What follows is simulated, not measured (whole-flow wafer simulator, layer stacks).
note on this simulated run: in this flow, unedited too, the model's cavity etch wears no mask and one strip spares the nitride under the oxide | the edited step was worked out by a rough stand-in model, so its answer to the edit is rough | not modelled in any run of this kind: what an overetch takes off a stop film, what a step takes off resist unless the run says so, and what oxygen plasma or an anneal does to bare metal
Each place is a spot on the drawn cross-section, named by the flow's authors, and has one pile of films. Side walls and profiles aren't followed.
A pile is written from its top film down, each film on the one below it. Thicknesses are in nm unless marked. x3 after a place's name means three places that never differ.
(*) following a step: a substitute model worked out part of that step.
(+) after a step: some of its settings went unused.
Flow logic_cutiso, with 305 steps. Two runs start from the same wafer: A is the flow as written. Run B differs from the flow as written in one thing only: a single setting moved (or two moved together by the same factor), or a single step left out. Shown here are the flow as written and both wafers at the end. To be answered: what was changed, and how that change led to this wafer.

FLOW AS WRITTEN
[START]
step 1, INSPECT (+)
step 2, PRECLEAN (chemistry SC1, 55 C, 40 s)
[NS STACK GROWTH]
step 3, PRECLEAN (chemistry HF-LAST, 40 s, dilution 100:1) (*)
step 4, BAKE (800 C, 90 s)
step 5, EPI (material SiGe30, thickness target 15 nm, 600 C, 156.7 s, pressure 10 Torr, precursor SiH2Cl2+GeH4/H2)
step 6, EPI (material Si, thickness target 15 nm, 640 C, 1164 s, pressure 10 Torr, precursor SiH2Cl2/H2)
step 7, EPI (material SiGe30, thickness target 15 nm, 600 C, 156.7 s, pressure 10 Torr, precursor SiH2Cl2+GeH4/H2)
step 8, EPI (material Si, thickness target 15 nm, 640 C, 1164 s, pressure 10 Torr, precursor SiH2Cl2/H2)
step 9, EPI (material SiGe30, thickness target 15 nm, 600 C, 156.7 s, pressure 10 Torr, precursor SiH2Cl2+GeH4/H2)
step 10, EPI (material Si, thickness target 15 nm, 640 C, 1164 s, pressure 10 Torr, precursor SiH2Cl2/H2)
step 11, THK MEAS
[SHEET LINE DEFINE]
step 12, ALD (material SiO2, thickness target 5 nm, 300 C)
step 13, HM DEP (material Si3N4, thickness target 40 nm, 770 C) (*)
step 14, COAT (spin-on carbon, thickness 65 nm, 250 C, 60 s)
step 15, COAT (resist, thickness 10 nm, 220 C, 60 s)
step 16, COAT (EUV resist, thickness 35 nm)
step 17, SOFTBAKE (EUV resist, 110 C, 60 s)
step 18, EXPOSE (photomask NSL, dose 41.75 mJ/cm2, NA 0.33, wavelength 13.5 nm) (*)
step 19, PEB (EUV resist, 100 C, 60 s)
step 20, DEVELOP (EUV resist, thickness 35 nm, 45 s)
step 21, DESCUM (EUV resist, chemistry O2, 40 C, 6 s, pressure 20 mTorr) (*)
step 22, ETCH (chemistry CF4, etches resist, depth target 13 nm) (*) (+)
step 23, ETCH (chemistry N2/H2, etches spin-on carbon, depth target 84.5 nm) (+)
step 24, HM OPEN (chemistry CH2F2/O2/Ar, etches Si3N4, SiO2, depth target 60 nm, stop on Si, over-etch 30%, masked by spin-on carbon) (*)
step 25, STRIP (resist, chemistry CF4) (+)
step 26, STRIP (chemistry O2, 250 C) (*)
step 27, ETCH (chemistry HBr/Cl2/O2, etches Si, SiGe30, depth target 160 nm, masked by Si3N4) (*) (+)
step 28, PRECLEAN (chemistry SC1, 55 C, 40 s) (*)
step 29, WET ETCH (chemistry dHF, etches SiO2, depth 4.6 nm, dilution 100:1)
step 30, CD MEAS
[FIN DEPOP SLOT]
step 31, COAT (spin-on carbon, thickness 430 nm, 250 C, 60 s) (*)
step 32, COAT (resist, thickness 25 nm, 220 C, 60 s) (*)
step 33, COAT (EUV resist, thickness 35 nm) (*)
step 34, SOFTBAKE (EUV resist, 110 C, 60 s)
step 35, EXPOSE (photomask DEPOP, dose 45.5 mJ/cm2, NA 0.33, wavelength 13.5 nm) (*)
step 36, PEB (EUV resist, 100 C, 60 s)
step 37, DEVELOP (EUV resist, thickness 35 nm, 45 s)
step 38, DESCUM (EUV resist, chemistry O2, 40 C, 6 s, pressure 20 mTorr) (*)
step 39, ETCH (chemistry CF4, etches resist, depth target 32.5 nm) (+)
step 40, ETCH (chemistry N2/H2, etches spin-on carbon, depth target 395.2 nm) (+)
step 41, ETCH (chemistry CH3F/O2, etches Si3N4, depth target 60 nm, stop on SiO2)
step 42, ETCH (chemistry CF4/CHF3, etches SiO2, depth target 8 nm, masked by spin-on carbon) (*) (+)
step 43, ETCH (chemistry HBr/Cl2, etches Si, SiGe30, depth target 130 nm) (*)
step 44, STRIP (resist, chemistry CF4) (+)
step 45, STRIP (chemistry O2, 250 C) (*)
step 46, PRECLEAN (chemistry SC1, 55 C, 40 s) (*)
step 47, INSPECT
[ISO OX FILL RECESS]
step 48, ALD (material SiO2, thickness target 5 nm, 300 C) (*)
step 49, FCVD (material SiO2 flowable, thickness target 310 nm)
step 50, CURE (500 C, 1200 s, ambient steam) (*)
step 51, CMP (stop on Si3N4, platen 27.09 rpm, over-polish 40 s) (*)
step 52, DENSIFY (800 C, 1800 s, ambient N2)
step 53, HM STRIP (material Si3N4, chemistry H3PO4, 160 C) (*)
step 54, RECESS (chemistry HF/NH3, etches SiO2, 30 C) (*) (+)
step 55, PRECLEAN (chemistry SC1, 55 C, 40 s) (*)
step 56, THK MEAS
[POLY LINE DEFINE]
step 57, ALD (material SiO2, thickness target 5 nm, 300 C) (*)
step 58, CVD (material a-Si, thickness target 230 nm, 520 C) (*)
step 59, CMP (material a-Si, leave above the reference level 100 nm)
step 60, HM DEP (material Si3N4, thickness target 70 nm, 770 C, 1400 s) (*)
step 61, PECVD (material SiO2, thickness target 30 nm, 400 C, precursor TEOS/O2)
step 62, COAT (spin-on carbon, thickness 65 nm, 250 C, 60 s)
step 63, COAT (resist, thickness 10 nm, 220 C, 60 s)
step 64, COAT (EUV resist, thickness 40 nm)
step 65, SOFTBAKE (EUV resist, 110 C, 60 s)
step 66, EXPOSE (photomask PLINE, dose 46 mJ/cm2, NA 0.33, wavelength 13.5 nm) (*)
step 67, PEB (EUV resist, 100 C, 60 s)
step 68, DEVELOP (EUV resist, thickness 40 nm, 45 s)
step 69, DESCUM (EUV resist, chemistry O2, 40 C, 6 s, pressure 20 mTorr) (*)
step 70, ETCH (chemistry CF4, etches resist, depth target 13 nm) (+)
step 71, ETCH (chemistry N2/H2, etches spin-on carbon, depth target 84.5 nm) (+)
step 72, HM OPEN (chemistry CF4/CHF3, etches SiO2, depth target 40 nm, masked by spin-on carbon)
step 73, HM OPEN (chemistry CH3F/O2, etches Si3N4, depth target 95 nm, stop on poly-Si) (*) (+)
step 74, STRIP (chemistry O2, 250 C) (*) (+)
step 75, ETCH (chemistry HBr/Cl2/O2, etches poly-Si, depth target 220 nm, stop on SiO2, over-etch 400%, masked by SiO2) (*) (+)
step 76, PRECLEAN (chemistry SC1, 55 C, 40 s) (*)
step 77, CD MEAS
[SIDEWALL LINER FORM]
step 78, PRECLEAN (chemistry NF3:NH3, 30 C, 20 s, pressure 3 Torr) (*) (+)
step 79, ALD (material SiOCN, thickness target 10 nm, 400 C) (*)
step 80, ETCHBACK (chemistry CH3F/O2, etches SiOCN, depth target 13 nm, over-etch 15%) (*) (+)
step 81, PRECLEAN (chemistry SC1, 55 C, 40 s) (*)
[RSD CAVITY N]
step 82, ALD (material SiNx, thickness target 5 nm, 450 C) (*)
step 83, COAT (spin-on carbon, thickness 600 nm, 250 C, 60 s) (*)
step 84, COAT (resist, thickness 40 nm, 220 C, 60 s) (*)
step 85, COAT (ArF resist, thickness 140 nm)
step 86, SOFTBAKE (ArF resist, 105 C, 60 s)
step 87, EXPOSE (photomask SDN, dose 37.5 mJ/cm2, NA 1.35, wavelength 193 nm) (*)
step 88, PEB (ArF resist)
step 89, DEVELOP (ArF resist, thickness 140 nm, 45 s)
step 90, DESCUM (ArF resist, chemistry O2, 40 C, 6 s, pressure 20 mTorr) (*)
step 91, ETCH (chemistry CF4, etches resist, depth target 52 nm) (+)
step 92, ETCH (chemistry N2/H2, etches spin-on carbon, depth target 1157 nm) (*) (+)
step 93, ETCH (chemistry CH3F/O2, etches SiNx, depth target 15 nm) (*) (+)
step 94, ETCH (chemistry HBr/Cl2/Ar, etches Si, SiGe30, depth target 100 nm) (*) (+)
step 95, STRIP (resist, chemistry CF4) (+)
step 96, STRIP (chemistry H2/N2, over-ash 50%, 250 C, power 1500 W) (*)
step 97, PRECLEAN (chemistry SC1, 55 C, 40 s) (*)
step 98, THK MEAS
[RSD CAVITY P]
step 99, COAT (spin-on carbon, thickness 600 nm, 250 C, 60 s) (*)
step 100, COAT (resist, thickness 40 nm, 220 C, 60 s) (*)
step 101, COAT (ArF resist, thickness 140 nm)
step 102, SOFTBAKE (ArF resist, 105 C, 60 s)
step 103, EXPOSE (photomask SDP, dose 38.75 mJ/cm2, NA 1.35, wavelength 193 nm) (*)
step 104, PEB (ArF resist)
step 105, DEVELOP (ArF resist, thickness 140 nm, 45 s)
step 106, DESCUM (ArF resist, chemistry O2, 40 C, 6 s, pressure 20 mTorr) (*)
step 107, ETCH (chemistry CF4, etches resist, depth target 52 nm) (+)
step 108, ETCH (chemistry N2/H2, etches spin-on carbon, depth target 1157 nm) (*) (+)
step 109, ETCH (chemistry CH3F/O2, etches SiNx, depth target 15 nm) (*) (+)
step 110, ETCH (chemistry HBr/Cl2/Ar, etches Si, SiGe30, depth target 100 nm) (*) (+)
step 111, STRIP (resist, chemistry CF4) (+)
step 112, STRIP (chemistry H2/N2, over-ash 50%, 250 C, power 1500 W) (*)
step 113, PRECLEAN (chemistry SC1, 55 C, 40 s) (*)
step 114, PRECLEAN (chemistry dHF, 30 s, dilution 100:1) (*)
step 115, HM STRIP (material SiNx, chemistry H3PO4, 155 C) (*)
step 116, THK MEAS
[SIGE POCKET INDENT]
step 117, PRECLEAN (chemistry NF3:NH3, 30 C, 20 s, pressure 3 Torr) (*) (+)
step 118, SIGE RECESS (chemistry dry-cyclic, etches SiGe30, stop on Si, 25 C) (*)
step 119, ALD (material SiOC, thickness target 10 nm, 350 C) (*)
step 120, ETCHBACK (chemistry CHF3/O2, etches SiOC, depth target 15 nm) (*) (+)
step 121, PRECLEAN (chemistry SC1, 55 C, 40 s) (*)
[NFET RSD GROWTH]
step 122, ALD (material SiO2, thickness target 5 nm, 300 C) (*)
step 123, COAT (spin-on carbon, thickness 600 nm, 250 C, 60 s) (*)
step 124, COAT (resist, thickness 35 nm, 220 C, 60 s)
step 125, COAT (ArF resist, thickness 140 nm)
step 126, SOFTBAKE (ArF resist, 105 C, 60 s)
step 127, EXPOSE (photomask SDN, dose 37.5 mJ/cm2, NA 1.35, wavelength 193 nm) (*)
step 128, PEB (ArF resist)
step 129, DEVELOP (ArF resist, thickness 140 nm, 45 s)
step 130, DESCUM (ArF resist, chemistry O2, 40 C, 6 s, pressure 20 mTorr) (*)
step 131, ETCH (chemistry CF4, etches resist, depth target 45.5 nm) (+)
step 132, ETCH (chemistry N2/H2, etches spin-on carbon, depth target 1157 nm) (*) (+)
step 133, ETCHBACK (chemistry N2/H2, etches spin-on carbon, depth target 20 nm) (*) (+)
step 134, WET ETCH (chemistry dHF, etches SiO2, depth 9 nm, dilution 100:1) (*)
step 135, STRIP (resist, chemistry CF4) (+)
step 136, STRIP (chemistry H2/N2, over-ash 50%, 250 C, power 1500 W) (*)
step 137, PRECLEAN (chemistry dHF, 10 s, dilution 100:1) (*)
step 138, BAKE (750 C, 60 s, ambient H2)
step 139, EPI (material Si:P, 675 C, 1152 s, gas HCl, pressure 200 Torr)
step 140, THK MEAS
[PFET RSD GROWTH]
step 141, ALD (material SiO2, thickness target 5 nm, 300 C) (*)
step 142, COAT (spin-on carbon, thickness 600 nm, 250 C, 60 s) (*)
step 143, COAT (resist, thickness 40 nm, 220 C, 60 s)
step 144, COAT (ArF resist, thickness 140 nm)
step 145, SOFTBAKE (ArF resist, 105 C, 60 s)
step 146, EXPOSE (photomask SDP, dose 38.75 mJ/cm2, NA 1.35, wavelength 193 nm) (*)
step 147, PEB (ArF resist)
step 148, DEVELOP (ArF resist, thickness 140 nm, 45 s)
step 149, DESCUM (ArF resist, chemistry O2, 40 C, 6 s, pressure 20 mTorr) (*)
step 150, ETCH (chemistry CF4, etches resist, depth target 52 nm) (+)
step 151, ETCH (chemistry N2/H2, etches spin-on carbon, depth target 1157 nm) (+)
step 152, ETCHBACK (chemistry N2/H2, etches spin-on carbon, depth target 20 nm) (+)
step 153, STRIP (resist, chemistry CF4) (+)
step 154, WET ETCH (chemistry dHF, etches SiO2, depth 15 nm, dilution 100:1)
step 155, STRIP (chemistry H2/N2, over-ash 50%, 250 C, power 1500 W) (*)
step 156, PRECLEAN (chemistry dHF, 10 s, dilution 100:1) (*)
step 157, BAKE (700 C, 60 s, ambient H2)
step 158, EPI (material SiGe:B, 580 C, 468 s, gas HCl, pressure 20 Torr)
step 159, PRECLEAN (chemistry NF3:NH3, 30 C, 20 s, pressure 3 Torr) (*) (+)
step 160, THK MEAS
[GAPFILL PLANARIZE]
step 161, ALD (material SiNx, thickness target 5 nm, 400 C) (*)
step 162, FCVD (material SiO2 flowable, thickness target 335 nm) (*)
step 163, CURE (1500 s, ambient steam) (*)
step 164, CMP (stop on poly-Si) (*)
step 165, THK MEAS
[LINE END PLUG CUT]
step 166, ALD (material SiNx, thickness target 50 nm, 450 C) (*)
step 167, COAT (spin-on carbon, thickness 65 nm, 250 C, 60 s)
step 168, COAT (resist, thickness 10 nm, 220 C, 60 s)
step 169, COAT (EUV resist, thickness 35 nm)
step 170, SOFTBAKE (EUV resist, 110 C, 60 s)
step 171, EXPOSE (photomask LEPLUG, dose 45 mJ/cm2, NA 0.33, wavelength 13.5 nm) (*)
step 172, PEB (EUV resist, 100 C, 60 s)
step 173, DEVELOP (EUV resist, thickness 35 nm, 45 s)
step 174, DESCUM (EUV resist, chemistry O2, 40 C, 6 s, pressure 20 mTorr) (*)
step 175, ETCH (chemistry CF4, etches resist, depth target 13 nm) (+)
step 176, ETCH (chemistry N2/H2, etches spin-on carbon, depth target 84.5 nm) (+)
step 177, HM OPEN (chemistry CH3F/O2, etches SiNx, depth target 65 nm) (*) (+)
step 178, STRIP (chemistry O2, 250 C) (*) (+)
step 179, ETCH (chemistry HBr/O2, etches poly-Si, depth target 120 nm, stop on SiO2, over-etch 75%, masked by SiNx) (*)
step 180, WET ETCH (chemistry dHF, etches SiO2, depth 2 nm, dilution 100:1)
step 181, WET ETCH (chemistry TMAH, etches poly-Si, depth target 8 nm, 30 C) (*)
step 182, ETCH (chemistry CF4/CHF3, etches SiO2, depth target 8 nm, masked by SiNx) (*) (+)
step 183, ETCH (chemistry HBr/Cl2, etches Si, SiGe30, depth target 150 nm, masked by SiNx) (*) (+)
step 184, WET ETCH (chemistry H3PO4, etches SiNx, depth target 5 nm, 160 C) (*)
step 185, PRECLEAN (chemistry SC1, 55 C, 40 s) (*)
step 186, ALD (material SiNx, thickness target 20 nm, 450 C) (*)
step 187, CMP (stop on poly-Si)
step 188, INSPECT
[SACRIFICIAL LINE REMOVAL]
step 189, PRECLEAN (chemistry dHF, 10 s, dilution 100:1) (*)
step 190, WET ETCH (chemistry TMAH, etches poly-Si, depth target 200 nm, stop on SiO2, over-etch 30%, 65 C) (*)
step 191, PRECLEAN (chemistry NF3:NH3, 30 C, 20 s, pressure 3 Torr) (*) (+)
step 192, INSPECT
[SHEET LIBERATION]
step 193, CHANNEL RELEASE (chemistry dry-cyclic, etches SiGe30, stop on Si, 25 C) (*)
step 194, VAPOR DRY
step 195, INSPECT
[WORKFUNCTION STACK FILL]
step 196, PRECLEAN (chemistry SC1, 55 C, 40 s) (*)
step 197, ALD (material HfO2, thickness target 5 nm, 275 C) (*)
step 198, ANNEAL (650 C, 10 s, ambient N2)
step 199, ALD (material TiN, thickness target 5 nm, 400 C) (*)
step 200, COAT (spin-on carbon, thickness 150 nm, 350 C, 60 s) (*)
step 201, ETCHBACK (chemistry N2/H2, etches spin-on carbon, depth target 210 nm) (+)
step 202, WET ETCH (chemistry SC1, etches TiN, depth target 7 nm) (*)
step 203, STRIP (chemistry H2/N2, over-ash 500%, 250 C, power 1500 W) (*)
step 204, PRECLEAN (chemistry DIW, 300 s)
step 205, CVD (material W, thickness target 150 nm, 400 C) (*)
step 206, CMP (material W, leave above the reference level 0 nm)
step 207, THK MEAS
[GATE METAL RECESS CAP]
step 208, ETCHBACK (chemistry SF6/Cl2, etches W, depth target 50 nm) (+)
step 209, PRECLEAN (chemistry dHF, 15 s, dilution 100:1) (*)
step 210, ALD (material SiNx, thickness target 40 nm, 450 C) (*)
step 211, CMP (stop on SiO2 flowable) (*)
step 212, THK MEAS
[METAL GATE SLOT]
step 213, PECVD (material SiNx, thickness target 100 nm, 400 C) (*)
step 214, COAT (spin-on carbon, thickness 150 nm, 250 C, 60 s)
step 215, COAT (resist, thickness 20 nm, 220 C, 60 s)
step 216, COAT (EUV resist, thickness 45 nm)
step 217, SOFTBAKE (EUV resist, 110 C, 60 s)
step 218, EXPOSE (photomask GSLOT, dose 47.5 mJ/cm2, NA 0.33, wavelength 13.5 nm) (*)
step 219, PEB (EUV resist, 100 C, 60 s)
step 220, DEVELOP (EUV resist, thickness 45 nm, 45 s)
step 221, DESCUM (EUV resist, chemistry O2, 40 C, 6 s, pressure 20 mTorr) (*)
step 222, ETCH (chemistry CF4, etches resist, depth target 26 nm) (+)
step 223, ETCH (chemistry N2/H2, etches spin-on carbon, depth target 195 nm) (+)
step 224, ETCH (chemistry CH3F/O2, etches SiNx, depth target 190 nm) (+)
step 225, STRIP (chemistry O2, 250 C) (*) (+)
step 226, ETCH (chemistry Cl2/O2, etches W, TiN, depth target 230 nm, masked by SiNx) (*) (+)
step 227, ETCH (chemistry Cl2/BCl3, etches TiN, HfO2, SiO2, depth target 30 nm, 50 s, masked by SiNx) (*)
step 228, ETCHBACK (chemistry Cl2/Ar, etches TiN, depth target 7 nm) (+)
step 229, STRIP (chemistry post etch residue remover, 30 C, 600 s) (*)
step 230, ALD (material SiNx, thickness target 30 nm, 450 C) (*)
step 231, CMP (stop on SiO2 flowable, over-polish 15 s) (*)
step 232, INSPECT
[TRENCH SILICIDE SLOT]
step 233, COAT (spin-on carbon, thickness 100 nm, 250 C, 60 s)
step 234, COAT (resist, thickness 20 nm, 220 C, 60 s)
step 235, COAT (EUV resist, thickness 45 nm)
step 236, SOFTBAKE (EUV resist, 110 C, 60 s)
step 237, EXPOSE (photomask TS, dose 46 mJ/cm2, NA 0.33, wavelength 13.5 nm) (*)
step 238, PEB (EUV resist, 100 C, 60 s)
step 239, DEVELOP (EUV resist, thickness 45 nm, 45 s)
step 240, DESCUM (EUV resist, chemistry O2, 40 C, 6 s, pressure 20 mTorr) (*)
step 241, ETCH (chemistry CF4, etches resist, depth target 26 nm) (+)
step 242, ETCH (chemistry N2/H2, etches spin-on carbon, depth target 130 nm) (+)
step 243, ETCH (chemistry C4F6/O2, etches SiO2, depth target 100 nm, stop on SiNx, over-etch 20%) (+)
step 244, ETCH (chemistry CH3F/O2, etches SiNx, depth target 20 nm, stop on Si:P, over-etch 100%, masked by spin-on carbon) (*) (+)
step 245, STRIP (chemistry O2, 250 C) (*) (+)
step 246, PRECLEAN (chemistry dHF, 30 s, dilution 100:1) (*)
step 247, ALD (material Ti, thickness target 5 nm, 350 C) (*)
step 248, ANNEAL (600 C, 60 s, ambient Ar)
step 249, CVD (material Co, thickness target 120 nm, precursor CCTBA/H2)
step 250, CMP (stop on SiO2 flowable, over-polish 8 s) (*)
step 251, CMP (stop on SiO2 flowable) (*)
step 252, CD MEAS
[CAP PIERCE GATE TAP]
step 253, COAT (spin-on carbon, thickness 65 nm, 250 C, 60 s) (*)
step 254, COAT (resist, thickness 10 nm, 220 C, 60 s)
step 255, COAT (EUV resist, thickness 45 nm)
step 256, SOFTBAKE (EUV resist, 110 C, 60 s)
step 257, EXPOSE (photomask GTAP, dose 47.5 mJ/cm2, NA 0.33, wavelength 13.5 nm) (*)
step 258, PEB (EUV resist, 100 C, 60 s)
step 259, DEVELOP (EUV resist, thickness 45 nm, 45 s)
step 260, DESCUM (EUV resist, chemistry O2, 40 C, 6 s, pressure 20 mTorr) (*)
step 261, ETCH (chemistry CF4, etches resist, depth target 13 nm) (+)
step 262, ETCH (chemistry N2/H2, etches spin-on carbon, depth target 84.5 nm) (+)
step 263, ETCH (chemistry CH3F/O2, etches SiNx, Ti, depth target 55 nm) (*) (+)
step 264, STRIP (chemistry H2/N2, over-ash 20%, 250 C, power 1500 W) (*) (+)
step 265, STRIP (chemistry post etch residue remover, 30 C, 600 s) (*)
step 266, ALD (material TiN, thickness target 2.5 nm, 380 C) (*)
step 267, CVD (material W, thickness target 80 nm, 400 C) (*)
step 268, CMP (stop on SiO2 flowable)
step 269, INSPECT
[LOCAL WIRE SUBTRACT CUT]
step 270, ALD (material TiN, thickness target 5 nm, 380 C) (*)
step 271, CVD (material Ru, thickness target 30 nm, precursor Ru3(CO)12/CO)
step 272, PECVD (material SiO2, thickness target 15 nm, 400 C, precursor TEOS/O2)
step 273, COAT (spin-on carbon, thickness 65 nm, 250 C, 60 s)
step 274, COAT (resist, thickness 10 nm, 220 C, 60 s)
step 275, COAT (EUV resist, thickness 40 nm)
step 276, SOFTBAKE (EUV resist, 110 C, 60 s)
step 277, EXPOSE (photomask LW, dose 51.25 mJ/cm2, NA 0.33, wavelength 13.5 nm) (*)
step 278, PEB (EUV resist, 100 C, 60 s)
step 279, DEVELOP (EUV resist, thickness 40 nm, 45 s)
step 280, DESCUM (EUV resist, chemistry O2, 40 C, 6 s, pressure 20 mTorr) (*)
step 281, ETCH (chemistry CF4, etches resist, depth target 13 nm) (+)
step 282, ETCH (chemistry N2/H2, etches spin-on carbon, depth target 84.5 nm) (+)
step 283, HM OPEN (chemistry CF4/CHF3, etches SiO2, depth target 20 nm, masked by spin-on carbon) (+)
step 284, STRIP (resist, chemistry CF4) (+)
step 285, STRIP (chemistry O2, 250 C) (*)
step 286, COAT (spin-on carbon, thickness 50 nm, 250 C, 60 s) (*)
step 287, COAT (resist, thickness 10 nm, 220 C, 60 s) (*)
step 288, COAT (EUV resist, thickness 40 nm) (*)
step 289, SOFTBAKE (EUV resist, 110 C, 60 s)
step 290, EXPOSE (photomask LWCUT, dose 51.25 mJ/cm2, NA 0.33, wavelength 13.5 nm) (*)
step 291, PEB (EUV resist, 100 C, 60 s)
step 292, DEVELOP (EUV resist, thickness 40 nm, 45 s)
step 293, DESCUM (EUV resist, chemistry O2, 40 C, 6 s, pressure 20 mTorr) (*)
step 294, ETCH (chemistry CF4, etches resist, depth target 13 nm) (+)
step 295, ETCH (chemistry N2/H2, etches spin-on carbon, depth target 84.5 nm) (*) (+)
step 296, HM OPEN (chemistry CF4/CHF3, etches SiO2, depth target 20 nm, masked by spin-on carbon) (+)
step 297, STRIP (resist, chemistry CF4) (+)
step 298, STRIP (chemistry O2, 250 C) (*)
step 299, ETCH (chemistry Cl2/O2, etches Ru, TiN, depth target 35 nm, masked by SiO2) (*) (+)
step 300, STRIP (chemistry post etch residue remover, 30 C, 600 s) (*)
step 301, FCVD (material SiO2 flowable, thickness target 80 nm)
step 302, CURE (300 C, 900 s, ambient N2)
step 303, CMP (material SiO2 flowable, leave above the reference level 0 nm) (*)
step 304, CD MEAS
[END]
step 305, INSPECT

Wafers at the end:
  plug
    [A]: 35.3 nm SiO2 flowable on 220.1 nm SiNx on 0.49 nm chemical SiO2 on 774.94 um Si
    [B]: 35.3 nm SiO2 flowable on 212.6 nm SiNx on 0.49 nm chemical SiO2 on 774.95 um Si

Cause: step 183, ETCH: depth target 142.5 nm was run, while the flow as written has depth target 150 nm.

The path from the change to this, step by step:
  step 183, ETCH (chemistry HBr/Cl2, etches Si, SiGe30, depth target 150 nm, masked by SiNx) (*) (+)
      depop, dpovl, gfld and 18 more: A SiNx loses 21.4 | B SiNx loses 20.4
      plug: A Si loses 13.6 (all of it), SiGe30 loses 15 (all of it), Si loses 15 (all of it), SiGe30 loses 15 (all of it), Si loses 15 (all of it), SiGe30 loses 15 (all of it), Si loses 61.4 | B Si loses 13.6 (all of it), SiGe30 loses 15 (all of it), Si loses 15 (all of it), SiGe30 loses 15 (all of it), Si loses 15 (all of it), SiGe30 loses 15 (all of it), Si loses 53.9
  step 186, ALD (material SiNx, thickness target 20 nm, 450 C) (*)
      plug: A SiNx gains 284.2 (new film) | B SiNx gains 277.8 (new film)
  step 187, CMP (stop on poly-Si)
      depop, dpovl, gfld and 18 more: A SiNx loses 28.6 (all of it) | B SiNx loses 29.6 (all of it)
      plug: A SiNx loses 28.6 | B SiNx loses 29.6
